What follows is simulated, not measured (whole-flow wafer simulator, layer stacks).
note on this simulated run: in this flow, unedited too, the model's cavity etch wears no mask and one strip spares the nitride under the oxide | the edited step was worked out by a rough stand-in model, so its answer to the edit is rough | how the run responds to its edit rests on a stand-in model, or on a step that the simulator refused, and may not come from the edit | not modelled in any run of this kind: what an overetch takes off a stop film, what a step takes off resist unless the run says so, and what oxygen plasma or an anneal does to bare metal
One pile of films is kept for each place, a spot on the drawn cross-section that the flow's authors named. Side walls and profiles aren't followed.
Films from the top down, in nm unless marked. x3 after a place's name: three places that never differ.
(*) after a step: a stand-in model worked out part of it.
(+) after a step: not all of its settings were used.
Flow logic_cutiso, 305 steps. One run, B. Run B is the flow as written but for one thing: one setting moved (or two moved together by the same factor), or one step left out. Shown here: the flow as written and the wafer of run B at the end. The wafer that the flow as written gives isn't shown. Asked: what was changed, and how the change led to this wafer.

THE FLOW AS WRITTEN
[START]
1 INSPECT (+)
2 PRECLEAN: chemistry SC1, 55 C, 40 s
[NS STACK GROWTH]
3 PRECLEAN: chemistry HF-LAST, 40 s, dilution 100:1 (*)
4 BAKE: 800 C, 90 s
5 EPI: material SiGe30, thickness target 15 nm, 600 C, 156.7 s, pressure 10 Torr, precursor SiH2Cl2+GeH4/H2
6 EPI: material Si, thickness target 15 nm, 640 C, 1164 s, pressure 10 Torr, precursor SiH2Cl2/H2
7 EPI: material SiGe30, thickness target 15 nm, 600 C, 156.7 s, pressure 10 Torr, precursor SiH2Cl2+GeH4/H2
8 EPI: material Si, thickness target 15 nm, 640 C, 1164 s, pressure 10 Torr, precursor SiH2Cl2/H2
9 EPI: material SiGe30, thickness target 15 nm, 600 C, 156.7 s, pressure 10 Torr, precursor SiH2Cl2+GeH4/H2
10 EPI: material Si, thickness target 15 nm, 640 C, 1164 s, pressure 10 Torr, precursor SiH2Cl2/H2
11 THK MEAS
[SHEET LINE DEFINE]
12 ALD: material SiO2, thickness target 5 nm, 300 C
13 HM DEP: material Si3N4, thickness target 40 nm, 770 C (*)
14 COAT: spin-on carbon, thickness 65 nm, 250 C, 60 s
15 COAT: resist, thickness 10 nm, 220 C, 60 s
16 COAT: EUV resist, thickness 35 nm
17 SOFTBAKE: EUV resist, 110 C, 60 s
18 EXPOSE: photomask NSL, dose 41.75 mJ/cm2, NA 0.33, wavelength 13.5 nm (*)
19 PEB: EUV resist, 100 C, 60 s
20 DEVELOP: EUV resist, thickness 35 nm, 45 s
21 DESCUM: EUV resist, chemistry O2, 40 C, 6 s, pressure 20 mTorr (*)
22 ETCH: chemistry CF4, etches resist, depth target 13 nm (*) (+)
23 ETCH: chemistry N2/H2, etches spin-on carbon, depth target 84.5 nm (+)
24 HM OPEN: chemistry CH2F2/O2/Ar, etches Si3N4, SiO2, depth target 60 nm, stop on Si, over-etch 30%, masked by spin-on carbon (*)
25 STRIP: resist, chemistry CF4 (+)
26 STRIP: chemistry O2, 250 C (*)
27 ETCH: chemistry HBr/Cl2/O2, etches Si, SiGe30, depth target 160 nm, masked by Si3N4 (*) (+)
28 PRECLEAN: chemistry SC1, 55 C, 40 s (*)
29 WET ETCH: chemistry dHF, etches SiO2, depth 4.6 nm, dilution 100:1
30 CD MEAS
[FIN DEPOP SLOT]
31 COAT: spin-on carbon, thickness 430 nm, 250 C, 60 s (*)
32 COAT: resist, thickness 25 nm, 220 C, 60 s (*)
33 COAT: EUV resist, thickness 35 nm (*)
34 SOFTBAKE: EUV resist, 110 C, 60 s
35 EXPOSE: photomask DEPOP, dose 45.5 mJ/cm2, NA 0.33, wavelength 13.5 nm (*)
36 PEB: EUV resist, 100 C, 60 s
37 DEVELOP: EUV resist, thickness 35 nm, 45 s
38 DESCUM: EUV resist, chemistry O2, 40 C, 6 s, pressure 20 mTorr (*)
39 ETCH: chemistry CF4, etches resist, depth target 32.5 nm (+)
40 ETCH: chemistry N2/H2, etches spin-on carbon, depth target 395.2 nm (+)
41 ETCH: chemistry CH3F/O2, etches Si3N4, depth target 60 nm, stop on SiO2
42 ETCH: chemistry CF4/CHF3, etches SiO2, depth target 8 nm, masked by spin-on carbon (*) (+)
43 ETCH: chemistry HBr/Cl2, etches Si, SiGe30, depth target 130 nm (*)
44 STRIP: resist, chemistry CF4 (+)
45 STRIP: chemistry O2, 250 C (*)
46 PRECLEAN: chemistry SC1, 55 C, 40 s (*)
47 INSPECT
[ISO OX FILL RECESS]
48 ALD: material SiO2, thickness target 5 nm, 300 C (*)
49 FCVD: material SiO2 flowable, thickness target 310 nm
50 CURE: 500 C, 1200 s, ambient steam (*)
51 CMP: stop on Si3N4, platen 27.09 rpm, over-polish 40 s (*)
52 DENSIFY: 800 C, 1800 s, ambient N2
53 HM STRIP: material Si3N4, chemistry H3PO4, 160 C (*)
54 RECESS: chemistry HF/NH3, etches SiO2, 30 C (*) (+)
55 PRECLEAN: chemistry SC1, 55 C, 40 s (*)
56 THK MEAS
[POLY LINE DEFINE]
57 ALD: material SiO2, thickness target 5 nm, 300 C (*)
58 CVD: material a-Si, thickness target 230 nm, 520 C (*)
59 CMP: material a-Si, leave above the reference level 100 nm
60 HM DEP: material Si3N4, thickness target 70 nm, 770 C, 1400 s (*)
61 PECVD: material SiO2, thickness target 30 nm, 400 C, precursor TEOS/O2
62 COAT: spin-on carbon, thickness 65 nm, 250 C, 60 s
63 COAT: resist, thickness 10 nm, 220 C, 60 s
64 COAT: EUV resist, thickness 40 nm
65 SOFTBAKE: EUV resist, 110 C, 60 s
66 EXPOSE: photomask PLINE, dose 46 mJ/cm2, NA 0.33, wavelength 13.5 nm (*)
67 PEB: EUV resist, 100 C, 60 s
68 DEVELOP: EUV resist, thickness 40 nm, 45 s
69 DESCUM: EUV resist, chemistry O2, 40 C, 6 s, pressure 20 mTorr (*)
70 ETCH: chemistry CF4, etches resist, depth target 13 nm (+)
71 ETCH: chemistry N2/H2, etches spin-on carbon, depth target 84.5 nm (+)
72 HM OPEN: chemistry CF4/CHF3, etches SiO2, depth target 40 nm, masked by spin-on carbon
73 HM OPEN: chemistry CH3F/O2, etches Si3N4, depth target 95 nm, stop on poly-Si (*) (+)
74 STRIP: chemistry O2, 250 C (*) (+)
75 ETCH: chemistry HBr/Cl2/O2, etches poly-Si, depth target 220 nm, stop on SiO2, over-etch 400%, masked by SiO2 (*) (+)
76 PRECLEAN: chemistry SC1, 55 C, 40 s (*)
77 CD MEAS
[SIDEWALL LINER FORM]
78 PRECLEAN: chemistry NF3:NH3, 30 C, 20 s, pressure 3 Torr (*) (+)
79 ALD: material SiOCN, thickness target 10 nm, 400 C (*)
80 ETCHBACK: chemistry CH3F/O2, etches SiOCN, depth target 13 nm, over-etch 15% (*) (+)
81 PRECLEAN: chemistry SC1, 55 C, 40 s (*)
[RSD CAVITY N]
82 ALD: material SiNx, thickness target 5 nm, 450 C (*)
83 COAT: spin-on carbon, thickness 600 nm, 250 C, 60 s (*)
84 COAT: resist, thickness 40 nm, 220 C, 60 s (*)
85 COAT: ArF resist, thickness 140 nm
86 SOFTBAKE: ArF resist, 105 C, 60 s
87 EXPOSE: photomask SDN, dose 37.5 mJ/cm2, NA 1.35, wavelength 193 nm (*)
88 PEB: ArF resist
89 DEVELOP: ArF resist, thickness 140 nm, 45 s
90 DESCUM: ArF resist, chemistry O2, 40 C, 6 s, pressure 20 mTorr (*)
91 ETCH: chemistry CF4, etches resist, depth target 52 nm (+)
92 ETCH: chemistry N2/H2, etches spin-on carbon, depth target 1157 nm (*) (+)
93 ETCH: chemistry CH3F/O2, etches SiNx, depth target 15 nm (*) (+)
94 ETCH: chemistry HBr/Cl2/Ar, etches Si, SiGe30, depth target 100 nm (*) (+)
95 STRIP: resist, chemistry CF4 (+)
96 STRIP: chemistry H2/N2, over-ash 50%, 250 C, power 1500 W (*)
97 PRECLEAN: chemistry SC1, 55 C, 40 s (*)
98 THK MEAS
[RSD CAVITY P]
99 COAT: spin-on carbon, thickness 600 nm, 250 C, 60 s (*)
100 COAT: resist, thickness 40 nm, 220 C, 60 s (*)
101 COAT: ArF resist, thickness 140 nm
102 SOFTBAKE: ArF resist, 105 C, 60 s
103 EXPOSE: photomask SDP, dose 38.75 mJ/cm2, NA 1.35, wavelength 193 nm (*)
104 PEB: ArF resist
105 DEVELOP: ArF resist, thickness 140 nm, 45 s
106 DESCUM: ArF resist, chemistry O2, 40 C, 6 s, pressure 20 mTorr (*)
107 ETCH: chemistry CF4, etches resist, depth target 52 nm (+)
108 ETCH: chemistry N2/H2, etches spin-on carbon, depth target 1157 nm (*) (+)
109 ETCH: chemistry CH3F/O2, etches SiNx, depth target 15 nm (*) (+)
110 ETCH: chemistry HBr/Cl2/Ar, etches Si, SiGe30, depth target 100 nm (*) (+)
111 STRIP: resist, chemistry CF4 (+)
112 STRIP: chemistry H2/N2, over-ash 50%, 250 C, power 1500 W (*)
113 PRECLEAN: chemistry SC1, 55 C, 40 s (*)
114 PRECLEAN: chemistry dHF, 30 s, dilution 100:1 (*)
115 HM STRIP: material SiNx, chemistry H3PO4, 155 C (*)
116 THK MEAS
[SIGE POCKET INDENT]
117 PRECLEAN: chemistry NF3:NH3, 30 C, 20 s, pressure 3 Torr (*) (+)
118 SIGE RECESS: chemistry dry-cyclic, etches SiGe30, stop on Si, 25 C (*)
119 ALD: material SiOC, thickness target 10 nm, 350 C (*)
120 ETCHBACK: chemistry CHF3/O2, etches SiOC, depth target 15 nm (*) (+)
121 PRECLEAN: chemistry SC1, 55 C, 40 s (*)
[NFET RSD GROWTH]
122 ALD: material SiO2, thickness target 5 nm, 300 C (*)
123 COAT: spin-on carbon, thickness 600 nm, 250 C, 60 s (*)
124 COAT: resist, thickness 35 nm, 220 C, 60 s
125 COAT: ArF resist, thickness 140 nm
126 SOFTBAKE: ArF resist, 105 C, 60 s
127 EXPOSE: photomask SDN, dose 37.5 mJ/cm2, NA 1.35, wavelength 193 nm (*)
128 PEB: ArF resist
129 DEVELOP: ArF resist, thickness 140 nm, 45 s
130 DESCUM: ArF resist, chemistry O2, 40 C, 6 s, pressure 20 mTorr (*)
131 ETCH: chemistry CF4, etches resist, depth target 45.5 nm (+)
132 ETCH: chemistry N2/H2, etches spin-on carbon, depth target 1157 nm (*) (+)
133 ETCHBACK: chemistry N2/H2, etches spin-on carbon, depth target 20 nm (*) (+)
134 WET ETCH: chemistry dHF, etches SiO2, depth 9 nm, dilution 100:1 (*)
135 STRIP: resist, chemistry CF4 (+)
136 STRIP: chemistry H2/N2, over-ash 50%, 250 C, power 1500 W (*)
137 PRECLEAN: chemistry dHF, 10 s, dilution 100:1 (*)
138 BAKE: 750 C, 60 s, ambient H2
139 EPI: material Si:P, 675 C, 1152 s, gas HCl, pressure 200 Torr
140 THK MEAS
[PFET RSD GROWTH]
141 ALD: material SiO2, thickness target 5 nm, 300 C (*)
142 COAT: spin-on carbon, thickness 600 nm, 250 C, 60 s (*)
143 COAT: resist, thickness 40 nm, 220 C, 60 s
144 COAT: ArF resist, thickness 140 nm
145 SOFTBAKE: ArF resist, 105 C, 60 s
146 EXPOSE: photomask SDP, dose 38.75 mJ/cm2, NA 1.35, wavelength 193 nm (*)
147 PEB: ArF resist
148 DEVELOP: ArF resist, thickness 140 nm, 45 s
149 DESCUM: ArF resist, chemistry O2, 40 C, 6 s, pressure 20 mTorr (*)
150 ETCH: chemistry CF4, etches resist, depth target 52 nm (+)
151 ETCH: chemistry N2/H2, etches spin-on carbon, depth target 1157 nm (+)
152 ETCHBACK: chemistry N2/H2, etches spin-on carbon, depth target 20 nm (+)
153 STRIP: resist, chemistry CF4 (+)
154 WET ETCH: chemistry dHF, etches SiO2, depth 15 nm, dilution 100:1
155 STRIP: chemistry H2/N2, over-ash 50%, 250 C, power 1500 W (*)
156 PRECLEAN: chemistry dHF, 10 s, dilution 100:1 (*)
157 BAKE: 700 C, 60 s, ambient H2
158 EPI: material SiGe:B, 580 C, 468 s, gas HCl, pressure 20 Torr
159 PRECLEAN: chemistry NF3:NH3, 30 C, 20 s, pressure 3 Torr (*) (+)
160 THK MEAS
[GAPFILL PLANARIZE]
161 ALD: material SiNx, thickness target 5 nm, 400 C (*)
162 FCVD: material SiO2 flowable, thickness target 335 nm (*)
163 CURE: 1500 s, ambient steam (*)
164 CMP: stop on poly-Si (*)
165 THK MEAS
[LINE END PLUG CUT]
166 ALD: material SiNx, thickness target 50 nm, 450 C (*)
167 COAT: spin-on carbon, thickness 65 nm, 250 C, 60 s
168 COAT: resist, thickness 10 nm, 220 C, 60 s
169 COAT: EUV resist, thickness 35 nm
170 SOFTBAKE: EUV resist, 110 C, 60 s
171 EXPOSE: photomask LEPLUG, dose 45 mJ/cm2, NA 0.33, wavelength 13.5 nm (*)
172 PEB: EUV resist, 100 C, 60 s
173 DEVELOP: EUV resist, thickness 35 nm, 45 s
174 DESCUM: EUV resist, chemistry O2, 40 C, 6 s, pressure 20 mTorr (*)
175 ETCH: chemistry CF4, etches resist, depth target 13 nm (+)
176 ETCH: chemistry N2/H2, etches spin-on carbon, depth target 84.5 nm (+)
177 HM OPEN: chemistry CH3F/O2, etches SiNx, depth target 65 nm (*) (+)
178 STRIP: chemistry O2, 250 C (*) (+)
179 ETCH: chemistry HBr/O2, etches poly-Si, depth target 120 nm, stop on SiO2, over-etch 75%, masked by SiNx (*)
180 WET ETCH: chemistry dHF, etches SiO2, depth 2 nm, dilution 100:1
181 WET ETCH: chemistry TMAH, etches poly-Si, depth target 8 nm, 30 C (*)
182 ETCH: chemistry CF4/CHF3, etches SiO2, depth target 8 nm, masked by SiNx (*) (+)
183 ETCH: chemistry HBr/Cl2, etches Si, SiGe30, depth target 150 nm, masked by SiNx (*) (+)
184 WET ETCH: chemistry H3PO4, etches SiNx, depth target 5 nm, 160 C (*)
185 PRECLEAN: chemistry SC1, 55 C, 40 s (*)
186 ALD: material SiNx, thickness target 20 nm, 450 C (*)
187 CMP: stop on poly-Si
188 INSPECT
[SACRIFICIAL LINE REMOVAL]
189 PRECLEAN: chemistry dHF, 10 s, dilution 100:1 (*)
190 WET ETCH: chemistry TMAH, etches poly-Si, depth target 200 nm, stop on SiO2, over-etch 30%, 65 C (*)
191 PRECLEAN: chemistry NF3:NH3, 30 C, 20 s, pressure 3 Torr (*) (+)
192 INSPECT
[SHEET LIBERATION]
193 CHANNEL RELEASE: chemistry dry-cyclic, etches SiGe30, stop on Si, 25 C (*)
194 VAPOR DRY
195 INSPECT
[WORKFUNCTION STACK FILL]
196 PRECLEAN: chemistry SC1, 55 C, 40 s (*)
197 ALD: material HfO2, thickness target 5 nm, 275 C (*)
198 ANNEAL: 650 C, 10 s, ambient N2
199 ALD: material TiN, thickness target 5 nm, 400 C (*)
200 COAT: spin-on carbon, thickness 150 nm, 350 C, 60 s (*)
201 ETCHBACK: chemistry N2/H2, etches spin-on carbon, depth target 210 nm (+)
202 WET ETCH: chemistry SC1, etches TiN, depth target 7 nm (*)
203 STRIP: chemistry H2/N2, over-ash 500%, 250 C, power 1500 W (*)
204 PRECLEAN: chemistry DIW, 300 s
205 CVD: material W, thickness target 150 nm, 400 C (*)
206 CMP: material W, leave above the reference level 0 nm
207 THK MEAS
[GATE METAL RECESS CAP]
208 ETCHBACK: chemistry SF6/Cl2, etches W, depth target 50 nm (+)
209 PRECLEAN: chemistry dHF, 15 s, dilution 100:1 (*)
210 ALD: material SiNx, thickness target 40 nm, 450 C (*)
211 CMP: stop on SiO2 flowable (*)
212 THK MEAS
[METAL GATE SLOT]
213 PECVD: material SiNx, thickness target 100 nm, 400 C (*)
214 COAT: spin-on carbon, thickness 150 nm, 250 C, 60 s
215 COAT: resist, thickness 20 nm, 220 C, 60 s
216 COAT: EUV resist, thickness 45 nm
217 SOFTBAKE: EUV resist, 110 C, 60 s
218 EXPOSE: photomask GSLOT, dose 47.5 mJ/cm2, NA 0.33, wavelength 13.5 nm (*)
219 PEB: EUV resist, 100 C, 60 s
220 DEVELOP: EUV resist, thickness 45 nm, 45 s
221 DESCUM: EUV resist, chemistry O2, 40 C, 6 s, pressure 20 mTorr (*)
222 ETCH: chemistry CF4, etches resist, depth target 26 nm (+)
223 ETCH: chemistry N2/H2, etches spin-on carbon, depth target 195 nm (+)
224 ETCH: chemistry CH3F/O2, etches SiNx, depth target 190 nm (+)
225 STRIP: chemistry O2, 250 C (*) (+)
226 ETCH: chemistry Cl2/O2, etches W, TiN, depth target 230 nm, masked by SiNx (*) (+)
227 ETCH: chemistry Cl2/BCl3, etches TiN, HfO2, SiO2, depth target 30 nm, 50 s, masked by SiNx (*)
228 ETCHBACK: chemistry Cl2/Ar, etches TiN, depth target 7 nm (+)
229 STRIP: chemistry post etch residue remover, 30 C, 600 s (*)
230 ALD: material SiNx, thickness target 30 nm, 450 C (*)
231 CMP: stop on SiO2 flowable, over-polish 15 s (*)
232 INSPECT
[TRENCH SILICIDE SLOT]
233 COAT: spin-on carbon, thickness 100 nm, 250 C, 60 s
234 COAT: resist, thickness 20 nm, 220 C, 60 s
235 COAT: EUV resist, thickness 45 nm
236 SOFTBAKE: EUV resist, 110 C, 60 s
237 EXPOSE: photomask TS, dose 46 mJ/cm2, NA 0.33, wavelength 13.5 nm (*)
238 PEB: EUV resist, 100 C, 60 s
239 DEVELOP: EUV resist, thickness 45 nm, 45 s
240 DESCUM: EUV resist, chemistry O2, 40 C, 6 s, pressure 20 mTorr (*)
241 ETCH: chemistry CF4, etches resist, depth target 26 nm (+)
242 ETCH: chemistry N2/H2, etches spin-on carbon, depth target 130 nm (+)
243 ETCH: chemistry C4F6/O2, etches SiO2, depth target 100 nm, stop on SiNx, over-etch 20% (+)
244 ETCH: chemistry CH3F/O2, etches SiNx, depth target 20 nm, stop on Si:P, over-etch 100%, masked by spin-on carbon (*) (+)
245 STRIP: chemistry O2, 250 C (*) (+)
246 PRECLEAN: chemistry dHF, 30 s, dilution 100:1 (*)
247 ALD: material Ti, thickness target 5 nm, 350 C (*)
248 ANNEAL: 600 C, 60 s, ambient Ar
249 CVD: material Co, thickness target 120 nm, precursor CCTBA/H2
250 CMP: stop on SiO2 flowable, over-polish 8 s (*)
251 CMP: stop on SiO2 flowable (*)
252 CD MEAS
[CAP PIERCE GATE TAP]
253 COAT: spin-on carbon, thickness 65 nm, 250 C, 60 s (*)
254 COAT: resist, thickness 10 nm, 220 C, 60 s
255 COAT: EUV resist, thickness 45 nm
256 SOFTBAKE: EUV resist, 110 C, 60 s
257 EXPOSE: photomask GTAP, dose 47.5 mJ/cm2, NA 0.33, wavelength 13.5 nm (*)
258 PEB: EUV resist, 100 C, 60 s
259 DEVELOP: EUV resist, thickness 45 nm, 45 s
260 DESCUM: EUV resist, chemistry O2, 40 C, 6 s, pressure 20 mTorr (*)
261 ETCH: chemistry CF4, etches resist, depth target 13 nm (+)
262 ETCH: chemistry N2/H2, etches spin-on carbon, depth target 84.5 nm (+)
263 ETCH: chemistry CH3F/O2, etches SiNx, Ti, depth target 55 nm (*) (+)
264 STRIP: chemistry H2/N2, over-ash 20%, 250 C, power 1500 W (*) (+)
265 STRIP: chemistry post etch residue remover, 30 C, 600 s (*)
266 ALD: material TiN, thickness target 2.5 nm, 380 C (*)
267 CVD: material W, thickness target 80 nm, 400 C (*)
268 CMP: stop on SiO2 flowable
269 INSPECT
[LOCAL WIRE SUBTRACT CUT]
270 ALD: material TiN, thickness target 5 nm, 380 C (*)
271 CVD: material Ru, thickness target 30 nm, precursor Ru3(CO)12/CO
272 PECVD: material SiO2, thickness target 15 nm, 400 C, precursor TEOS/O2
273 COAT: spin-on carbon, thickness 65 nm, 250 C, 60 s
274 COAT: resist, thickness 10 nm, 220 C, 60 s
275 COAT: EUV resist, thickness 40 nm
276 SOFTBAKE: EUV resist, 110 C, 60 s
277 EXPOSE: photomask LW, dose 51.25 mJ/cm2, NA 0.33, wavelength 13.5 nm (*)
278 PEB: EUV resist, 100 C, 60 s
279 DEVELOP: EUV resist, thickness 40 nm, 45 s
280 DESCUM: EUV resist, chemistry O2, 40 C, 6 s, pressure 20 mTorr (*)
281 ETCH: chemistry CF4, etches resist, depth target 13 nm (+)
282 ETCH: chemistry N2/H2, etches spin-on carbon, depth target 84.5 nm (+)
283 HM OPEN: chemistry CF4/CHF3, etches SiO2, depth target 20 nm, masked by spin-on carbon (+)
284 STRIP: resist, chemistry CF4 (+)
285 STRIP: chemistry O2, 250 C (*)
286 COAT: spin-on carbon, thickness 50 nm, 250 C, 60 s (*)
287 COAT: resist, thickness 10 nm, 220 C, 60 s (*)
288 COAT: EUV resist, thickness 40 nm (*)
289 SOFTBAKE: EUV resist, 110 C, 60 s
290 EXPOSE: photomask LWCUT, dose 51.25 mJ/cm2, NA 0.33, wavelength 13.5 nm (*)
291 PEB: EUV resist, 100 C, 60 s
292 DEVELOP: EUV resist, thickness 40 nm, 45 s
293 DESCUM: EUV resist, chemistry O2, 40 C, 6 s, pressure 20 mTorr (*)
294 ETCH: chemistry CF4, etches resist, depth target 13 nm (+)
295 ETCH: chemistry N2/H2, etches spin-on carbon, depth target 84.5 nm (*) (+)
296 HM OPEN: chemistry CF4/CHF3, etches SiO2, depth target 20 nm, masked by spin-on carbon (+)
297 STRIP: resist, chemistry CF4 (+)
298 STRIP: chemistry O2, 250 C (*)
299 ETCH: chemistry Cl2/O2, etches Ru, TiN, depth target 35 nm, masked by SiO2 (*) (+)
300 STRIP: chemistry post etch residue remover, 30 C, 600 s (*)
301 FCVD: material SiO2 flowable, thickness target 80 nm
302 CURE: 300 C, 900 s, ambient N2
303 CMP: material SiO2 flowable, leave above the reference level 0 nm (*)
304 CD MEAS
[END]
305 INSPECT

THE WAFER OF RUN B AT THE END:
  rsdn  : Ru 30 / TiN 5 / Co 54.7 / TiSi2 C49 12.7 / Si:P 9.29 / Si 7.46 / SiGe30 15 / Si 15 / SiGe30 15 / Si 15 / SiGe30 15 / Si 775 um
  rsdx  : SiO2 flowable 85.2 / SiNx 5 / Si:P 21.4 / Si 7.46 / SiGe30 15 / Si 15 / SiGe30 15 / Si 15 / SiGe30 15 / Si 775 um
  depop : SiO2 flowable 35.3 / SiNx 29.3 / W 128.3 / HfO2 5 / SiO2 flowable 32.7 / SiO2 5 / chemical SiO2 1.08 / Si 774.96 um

The cause: step 92, ETCH: depth target 636.4 nm was run, where the flow has depth target 1157 nm.

How the change led to this, step by step:
  92 ETCH: chemistry N2/H2, etches spin-on carbon, depth target 1157 nm (*) (+)
      rsdn, rsdx: spin-on carbon -636.4 (as written it would be: spin-on carbon -710.5 (all of it), SiNx -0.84)
      depop, dpovl, gfld and 12 more: ArF resist -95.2 (all of it), resist -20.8 (as written it would be: ArF resist -95.2 (all of it), resist -26.2)
      (and at 5 more places)
  93 ETCH: chemistry CH3F/O2, etches SiNx, depth target 15 nm (*) (+)
      rsdn, rsdx: spin-on carbon -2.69 (as written it would be: SiNx -4.16 (all of it))
      gl, gxn, tap: SiNx -3.76 (all of it), SiO2 -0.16 (as written it would be: SiNx -2.12 (all of it), SiO2 -0.17)
      (and at 2 more places)
  94 ETCH: chemistry HBr/Cl2/Ar, etches Si, SiGe30, depth target 100 nm (*) (+)
      rsdn, rsdx: nothing (as written it would be: chemical SiO2 -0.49 (all of it), Si -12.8 (all of it), SiGe30 -15 (all of it), Si -15 (all of it), SiGe30 -15 (all of it), Si -15 (all of it), SiGe30 -15 (all of it), Si -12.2)
  95 STRIP: resist, chemistry CF4 (+)
      gl, gxn, tap: SiO2 -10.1 (as written it would be: nothing)
      lnr: SiOCN -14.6 (as written it would be: nothing)
      (and at 16 more places)
  96 STRIP: chemistry H2/N2, over-ash 50%, 250 C, power 1500 W (*)
      rsdn, rsdx: spin-on carbon -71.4 (all of it) (as written it would be: nothing)
  99 COAT: spin-on carbon, thickness 600 nm, 250 C, 60 s (*)
      gl, gxn: spin-on carbon +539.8 (new film) (as written it would be: spin-on carbon +514.9 (new film))
      rsdn, rsdx: spin-on carbon +712.3 (new film) (as written it would be: spin-on carbon +802.8 (new film))
      (and at 12 more places)
  108 ETCH: chemistry N2/H2, etches spin-on carbon, depth target 1157 nm (*) (+)
      depop, dpovl, gfld and 14 more: ArF resist -95.2 (all of it), resist -26 (as written it would be: ArF resist -95.2 (all of it), resist -25.2)
      rsdp, rsdw: spin-on carbon -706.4 (all of it), SiNx -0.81 (as written it would be: spin-on carbon -691.7 (all of it), SiNx -0.73)
      (and at 3 more places)
  111 STRIP: resist, chemistry CF4 (+)
      depop, dpovl, iso and 6 more: resist -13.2 (all of it) (as written it would be: resist -14 (all of it))
      gl, lnrt, rsdn, rsdx: resist -13.2 (all of it) (as written it would be: resist -14.1 (all of it))
      (and at 4 more places)
  112 STRIP: chemistry H2/N2, over-ash 50%, 250 C, power 1500 W (*)
      gl, gxn: spin-on carbon -539.8 (all of it) (as written it would be: spin-on carbon -514.9 (all of it))
      rsdn, rsdx: spin-on carbon -712.3 (all of it) (as written it would be: spin-on carbon -802.8 (all of it))
      (and at 7 more places)
  114 PRECLEAN: chemistry dHF, 30 s, dilution 100:1 (*)
      gl, gxn, tap: SiO2 -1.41 (all of it), Si3N4 -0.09 (as written it would be: SiO2 -4.88)
      rsdn, rsdx: SiNx -1 (as written it would be: chemical SiO2 -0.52 (all of it))
  115 HM STRIP: material SiNx, chemistry H3PO4, 155 C (*)
      gl, gxn, tap: Si3N4 -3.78 (as written it would be: SiO2 -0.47)
      rsdn, rsdx: SiNx -3.99 (all of it), chemical SiO2 +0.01 (as written it would be: chemical SiO2 +0.5 (new film), Si -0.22)
  117 PRECLEAN: chemistry NF3:NH3, 30 C, 20 s, pressure 3 Torr (*) (+)
      gl, gxn, tap: Si3N4 -0.2 (as written it would be: SiO2 -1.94)
  119 ALD: material SiOC, thickness target 10 nm, 350 C (*)
      gxn: SiOC +10 (new film) (as written it would be: SiOC +11 (new film))
  120 ETCHBACK: chemistry CHF3/O2, etches SiOC, depth target 15 nm (*) (+)
      gl, tap: SiOC -10 (all of it), Si3N4 -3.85 (as written it would be: SiOC -10 (all of it), SiO2 -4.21 (all of it), Si3N4 -0.61)
      rsdn, rsdx: SiOC -10 (all of it), Si -0.81 (as written it would be: SiOC -10 (all of it))
      (and at 1 more place)
  122 ALD: material SiO2, thickness target 5 nm, 300 C (*)
      gxn: SiO2 +5 (new film) (as written it would be: SiO2 +6.76 (new film))
  123 COAT: spin-on carbon, thickness 600 nm, 250 C, 60 s (*)
      gfld, gxf, lnrp, plug: spin-on carbon +512.1 (new film) (as written it would be: spin-on carbon +501.8 (new film))
      gl, tap: spin-on carbon +524.9 (new film) (as written it would be: spin-on carbon +507 (new film))
      (and at 7 more places)
  ... 11 more steps ...
  164 CMP: stop on poly-Si (*)
      gxn: SiO2 flowable -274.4 (all of it), SiNx -5 (all of it), Si3N4 -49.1 (all of it) (as written it would be: SiO2 flowable -264.5 (all of it), SiNx -5 (all of it), SiO2 -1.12 (all of it), Si3N4 -60.3 (all of it))
      gl, tap: SiO2 flowable -274.4 (all of it), SiNx -5 (all of it), Si3N4 -49.1 (all of it) (as written it would be: SiO2 flowable -270.7 (all of it), SiNx -5 (all of it), Si3N4 -55.3 (all of it))
      (and at 2 more places)
